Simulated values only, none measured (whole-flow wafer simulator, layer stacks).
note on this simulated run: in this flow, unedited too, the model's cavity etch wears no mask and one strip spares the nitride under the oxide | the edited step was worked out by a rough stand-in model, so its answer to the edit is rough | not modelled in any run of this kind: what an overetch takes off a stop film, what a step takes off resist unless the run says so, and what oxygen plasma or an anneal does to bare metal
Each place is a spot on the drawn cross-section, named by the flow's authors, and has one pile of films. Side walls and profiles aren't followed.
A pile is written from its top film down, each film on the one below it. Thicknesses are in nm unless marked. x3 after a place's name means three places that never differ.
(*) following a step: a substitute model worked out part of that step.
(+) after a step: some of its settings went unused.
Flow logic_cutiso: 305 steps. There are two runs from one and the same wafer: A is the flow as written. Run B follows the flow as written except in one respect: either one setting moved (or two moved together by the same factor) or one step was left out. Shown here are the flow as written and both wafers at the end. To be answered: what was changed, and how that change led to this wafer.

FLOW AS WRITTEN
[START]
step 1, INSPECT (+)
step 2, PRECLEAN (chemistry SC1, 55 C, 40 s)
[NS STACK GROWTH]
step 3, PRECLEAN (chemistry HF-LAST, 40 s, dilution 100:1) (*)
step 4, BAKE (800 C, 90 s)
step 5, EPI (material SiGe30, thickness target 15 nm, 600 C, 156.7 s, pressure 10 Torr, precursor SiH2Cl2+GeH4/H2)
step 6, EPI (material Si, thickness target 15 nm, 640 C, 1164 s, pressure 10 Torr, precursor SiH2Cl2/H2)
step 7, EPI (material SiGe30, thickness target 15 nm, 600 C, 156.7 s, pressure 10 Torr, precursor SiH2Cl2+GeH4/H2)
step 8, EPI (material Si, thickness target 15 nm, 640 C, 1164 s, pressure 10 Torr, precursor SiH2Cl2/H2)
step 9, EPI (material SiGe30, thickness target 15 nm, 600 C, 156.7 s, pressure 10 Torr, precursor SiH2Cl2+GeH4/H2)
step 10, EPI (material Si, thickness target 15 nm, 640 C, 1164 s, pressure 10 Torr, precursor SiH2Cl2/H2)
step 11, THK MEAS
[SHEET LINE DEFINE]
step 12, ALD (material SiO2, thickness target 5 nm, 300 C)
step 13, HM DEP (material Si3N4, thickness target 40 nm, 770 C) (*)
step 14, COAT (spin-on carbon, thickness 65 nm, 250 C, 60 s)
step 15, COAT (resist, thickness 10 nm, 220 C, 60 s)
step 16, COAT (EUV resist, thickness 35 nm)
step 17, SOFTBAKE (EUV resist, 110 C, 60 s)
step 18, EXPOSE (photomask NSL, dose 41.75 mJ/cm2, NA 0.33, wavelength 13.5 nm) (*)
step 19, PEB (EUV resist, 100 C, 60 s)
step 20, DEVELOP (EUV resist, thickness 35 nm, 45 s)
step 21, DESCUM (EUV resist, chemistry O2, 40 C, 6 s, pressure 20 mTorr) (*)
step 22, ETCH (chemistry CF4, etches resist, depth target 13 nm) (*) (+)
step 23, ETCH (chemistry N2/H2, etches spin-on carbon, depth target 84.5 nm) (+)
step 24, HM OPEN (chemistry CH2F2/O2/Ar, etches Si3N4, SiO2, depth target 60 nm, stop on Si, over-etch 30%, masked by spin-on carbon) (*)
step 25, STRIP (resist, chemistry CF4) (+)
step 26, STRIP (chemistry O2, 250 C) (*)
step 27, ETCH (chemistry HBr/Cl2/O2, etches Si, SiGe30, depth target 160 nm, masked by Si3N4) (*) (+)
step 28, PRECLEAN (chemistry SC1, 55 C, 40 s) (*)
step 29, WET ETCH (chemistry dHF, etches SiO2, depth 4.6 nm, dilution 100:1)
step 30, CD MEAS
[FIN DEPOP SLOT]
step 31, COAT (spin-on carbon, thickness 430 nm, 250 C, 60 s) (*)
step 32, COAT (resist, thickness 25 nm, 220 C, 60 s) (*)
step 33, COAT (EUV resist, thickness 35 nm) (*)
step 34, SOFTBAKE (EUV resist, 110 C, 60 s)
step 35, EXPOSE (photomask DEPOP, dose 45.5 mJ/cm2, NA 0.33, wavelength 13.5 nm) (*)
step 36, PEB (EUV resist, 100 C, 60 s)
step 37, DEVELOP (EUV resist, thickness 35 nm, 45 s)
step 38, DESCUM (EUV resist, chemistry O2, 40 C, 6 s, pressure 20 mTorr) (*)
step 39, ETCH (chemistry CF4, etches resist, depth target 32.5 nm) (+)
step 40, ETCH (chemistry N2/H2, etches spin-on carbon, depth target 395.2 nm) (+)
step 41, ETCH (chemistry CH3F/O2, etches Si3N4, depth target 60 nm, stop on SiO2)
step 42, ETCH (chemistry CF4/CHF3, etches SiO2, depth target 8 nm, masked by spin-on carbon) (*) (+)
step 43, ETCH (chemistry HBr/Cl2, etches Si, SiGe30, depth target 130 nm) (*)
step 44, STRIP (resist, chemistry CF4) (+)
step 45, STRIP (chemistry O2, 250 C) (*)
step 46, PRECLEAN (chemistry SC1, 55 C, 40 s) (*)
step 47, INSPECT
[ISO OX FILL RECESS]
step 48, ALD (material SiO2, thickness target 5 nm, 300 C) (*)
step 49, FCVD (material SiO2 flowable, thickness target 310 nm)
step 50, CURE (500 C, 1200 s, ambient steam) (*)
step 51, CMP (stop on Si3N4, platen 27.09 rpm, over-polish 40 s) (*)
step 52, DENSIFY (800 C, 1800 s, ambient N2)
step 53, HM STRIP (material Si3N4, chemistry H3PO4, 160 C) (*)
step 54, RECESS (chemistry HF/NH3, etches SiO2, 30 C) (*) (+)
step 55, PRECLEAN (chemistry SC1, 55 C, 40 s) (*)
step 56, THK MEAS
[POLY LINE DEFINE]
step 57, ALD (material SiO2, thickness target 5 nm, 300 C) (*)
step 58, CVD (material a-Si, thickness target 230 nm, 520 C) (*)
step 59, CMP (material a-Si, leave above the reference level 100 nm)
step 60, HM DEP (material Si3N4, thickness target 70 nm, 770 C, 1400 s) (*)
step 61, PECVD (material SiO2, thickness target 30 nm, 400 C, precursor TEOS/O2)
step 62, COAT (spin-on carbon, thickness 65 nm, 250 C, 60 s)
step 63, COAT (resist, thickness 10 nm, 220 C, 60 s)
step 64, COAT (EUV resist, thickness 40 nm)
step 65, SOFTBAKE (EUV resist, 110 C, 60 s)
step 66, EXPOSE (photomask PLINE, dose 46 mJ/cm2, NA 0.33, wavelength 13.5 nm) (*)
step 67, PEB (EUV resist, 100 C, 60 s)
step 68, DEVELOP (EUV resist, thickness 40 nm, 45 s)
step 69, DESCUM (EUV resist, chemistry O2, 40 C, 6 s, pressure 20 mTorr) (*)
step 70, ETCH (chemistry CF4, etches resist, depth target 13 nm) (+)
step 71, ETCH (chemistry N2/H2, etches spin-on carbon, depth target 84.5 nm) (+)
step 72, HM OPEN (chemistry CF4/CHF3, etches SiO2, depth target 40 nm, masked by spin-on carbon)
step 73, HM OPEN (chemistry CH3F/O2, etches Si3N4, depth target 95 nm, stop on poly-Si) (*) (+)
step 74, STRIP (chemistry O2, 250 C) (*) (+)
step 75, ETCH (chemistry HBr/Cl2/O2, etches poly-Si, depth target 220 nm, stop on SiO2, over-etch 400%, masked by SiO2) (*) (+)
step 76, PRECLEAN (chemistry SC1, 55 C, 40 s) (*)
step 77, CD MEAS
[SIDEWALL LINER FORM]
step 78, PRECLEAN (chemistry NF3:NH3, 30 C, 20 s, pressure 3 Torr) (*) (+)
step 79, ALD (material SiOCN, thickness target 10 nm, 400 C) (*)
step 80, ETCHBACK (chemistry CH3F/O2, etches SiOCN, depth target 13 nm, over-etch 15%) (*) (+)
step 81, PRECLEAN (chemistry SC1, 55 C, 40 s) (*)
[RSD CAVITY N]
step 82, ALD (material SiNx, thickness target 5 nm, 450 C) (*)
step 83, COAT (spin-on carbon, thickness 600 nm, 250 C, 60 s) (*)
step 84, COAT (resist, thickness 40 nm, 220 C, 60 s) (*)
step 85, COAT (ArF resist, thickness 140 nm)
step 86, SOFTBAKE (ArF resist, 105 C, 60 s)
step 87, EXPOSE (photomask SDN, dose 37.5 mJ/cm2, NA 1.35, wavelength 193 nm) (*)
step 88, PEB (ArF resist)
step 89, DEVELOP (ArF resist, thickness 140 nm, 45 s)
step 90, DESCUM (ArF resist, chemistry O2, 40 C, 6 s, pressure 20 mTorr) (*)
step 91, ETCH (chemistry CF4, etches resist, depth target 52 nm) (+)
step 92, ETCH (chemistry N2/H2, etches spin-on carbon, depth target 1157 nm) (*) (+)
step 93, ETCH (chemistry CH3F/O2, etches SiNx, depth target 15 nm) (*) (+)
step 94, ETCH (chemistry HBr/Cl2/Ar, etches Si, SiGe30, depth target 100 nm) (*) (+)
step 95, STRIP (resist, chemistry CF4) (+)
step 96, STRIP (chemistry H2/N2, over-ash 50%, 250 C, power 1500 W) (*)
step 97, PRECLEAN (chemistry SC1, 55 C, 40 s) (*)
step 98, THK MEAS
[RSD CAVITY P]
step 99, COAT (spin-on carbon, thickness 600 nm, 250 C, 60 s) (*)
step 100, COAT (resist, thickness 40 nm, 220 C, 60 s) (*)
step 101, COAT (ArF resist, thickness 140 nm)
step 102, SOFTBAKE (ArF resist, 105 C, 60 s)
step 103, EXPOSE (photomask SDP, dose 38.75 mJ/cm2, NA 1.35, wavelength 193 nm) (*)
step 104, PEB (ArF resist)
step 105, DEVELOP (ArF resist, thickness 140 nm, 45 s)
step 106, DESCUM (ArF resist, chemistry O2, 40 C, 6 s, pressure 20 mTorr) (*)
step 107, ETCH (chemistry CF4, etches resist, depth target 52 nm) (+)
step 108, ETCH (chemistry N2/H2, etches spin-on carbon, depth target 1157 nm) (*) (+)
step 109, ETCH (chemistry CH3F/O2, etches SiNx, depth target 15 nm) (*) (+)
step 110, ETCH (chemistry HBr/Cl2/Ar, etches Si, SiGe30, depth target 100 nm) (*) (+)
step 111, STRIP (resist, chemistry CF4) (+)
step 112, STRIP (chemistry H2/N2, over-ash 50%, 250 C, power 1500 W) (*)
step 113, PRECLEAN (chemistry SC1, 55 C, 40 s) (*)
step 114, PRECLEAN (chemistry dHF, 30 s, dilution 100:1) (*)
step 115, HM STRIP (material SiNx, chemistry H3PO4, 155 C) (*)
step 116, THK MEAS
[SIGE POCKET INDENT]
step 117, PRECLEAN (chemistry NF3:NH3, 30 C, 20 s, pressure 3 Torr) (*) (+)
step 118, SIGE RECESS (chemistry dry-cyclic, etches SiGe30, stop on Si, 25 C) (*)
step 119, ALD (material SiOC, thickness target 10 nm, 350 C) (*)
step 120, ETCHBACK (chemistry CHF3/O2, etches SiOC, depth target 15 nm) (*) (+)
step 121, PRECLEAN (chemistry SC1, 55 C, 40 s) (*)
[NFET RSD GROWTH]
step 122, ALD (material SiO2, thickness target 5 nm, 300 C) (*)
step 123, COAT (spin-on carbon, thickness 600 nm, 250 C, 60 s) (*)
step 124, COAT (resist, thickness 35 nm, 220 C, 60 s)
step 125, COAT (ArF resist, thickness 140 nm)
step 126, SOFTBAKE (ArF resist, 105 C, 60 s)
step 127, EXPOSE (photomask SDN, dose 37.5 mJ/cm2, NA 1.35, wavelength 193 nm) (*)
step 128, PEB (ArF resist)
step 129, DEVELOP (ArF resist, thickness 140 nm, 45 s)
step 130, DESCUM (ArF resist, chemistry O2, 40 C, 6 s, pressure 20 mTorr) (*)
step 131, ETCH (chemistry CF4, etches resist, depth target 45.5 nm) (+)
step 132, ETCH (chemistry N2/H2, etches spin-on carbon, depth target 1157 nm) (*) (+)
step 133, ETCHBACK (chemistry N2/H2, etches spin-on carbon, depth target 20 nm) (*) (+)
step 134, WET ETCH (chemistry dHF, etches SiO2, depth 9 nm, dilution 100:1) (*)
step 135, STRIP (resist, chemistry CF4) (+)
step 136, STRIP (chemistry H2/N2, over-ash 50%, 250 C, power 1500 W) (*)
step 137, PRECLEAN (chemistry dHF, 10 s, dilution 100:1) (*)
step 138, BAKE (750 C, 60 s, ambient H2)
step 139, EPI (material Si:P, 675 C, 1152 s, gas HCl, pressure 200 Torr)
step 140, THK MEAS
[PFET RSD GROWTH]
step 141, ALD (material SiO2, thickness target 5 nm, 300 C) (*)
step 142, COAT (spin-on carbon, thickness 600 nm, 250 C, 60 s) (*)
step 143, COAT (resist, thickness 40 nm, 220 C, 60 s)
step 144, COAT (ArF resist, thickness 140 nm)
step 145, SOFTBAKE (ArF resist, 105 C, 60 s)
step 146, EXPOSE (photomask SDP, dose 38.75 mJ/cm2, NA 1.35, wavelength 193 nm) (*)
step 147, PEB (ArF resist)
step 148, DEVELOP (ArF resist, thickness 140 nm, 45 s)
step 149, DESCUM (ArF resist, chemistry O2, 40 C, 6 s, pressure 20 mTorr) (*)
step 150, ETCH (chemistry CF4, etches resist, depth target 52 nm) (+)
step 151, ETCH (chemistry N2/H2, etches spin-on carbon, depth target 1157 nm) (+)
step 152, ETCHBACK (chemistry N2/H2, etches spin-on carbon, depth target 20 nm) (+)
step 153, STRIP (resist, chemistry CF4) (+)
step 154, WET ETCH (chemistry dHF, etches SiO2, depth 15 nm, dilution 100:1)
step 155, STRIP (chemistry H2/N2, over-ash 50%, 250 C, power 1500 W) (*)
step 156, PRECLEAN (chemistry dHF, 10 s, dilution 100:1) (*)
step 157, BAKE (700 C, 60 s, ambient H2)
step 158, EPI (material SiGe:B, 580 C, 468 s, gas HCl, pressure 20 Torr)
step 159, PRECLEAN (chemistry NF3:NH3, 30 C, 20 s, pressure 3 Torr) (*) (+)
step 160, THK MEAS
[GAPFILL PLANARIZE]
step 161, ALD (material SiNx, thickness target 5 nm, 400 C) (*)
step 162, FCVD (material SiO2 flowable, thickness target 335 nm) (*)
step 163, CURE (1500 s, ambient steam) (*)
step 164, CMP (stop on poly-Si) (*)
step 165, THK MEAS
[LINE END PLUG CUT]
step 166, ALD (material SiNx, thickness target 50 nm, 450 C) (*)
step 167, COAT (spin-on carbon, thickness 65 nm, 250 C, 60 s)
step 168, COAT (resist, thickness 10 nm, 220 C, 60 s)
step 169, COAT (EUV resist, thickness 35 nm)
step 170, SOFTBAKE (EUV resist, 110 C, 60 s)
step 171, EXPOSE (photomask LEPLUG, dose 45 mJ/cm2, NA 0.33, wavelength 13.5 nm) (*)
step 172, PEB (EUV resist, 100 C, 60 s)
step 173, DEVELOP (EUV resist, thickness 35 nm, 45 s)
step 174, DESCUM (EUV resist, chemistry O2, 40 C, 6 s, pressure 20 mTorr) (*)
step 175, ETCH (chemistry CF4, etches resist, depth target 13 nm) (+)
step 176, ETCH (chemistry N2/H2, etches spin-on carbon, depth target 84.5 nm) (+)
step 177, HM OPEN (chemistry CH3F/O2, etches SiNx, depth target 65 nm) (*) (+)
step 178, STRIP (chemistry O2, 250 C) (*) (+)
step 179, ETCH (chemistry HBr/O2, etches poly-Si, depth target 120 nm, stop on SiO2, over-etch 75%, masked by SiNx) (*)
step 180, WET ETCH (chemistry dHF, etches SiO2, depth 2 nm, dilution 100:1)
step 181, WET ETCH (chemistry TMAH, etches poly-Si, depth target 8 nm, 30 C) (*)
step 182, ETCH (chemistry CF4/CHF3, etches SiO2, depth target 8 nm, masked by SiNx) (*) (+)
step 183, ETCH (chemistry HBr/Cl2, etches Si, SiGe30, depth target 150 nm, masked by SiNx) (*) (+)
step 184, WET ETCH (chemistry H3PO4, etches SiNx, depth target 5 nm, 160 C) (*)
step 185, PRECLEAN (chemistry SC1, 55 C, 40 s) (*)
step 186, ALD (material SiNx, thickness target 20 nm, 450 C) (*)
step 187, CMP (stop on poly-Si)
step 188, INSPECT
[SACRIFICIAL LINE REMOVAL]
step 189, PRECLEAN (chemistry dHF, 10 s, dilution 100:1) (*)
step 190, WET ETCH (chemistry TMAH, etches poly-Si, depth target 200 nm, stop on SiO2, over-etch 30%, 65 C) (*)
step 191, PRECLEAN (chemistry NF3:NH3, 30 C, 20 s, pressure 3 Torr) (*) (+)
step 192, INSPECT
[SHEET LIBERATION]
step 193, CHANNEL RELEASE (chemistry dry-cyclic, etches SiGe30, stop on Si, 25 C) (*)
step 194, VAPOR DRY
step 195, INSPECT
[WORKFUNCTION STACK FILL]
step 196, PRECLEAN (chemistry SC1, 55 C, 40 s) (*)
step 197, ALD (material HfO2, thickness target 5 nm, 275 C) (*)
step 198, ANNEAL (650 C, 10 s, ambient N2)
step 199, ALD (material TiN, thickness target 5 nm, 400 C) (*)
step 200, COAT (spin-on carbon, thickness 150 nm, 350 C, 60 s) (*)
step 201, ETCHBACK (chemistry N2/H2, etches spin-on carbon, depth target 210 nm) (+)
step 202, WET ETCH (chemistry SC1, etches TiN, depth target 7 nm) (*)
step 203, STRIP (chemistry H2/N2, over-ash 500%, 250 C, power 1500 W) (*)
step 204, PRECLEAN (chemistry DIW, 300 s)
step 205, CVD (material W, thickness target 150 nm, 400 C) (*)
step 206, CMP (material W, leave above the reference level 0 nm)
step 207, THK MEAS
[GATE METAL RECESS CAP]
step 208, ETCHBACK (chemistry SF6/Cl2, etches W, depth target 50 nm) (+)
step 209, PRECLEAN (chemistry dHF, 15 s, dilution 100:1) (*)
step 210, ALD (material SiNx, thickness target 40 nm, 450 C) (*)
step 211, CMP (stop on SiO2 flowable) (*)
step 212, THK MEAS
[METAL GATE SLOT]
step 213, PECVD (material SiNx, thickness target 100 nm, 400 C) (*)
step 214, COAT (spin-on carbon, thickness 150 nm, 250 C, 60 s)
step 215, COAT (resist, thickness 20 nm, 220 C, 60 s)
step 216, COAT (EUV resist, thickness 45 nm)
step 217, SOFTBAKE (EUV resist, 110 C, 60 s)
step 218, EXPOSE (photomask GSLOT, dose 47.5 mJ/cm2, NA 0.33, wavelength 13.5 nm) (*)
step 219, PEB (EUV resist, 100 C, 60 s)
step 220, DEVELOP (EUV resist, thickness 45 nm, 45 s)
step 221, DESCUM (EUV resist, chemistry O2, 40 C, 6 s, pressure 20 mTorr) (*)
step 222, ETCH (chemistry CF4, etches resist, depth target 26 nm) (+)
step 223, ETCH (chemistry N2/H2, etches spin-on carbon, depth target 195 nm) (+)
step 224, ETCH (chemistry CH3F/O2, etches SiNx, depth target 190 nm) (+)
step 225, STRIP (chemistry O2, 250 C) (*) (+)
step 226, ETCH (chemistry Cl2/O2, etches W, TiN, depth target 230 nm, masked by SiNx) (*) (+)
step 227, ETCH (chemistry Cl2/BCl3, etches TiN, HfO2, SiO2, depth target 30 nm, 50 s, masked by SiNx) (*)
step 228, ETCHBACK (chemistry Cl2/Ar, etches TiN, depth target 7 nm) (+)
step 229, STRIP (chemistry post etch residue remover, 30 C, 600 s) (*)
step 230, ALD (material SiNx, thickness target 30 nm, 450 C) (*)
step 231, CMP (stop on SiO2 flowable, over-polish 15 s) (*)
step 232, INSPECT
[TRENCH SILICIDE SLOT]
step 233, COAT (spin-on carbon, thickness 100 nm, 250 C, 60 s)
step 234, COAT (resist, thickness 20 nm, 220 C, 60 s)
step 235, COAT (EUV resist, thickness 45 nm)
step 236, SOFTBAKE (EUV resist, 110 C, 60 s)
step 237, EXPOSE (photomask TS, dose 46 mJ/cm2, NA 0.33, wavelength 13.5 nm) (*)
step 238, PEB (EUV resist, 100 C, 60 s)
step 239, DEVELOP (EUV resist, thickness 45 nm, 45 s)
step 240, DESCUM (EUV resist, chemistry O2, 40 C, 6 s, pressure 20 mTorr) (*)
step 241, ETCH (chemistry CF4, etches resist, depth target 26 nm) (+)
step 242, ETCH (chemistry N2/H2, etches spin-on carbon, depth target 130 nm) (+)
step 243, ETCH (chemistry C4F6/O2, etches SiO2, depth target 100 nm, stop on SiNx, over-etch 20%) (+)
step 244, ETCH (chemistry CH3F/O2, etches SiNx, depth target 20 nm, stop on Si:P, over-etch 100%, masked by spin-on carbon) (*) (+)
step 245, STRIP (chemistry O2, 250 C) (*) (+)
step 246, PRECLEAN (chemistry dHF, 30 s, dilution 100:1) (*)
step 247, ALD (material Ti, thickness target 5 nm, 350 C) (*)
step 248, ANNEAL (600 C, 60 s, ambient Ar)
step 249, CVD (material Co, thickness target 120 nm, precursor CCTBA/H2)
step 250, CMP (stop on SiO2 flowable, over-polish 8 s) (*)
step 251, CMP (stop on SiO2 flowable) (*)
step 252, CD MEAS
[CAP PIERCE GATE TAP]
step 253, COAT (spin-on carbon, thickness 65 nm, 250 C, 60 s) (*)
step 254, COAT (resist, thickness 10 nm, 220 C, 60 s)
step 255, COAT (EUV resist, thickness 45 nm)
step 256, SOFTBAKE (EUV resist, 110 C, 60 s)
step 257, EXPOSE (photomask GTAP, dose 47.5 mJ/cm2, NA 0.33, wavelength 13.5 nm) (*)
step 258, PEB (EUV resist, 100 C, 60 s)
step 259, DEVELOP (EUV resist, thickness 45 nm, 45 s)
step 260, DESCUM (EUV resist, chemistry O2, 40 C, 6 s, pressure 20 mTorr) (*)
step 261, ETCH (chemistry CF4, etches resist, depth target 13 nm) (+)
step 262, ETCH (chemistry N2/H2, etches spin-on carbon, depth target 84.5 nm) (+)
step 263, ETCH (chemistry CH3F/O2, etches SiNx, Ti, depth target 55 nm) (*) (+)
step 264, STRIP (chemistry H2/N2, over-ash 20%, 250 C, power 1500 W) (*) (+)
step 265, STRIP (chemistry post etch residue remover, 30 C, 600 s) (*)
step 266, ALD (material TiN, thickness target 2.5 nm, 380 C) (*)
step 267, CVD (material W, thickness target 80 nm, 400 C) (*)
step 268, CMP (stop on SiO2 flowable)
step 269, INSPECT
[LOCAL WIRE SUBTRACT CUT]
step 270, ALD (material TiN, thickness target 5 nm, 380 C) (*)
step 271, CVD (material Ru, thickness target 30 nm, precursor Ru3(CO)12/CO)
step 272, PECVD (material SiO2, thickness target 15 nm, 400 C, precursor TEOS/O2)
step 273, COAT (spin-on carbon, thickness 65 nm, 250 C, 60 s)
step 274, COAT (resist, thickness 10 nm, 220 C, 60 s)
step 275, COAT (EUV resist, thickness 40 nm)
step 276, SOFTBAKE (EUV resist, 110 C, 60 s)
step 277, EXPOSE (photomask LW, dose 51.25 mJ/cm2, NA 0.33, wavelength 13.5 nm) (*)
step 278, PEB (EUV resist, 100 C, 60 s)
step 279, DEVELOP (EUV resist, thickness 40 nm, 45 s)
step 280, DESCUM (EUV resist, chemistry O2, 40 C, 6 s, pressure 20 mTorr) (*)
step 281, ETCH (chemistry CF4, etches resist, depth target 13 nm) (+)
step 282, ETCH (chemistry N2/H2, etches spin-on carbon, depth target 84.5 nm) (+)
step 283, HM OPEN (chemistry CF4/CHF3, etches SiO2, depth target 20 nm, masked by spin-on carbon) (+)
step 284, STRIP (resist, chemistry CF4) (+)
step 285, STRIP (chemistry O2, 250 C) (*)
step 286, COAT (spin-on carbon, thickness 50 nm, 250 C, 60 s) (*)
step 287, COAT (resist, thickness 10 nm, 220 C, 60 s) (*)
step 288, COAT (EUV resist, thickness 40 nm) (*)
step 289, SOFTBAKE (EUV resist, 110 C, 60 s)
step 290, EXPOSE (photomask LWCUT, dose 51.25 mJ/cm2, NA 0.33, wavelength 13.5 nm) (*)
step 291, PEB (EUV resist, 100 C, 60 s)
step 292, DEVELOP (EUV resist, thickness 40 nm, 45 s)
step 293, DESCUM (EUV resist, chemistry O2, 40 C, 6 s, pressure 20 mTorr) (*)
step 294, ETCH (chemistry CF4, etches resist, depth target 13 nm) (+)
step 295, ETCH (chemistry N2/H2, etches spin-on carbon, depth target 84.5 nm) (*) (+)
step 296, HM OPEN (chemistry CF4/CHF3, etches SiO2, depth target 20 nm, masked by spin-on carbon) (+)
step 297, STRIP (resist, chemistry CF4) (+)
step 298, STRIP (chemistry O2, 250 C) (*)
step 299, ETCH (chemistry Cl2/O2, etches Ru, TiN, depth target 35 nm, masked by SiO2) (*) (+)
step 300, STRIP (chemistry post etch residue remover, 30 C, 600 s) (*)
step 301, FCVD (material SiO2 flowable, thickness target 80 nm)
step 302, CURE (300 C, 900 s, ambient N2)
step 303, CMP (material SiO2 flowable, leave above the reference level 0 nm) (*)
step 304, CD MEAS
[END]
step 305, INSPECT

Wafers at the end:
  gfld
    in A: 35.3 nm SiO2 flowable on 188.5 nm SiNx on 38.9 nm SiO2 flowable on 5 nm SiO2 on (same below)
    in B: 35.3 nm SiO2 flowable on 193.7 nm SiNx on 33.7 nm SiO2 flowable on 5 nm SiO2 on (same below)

What caused this: step 227, ETCH: depth target 35.2 nm was run, while the flow as written has depth target 30 nm.

How this came from the change, step by step:
  step 227, ETCH (chemistry Cl2/BCl3, etches TiN, HfO2, SiO2, depth target 30 nm, 50 s, masked by SiNx) (*)
      gfld: A -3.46 HfO2 (all of it), -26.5 SiO2 flowable | B -3.46 HfO2 (all of it), -31.7 SiO2 flowable
